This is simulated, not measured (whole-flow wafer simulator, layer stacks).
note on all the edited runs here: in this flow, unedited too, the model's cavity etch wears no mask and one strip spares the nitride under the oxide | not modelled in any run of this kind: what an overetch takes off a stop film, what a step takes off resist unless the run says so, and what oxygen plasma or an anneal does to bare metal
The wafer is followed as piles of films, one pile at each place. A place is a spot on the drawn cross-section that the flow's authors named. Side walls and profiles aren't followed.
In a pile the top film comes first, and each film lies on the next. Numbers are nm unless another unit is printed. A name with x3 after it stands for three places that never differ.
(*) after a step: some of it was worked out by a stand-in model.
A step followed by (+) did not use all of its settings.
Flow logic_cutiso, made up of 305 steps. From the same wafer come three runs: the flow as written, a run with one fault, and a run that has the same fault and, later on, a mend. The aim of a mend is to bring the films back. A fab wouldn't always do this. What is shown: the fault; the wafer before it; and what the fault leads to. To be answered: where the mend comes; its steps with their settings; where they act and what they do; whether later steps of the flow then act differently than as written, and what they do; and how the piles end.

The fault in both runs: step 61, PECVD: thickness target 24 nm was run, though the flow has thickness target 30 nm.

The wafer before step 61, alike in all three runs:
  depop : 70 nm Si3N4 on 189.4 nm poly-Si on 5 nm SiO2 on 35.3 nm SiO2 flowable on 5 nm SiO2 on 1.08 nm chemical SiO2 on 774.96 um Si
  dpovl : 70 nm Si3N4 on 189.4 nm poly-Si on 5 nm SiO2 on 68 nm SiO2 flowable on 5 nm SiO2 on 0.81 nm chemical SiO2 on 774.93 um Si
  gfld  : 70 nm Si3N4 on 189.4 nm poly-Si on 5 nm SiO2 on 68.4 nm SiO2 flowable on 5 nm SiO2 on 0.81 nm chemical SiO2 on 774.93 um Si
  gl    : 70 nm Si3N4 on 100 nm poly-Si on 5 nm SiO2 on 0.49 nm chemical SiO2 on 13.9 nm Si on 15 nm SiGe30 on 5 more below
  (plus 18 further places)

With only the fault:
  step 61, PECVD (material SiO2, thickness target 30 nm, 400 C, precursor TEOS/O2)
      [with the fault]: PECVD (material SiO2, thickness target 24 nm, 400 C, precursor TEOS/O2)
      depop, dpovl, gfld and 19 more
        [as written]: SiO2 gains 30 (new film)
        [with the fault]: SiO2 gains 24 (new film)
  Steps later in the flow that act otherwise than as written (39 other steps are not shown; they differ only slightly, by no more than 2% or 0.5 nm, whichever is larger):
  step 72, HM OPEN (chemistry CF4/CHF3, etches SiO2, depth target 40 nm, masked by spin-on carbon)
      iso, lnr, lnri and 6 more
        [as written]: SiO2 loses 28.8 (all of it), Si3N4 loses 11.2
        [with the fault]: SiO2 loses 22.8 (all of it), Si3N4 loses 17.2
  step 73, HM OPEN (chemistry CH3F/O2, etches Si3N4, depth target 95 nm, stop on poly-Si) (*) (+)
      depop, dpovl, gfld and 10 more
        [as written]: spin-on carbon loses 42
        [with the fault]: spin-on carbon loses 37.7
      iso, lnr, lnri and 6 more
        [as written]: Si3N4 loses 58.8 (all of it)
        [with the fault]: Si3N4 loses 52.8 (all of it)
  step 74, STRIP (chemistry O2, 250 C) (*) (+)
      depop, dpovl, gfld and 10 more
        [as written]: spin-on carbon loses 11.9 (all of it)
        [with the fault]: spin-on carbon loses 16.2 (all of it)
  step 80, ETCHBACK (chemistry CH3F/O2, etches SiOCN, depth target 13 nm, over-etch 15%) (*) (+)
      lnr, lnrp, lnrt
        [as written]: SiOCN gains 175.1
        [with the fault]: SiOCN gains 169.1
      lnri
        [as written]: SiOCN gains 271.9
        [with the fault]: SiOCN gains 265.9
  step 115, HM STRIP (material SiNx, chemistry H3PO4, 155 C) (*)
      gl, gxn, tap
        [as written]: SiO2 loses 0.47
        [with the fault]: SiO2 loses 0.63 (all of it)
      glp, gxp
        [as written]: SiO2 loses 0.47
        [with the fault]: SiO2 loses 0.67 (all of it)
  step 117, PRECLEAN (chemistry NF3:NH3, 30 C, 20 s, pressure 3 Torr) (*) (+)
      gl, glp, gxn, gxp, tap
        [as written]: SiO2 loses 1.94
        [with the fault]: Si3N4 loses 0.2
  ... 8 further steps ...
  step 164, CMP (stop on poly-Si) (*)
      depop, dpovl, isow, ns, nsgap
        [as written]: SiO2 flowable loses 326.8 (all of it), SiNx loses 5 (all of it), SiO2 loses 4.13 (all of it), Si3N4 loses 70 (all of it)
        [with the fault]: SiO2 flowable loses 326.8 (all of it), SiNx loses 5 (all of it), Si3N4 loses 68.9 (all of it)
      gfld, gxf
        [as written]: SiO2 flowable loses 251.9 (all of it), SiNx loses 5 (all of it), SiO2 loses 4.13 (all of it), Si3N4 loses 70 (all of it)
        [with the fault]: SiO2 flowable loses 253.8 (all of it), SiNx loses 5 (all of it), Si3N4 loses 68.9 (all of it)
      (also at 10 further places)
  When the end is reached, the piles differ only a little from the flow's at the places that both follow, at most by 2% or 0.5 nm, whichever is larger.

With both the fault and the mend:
  After step 61 comes the mend.
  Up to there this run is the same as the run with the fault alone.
  step 61a, PECVD (material SiO2, thickness target 6 nm, 400 C, precursor TEOS/O2) (the flow's step 61 again, with other settings)
      depop, dpovl, gfld and 19 more
        SiO2 gains 6
  Later steps of the flow that are run all act as written at every place that is followed.
  By the end, the piles equal the flow's at every place that both follow.
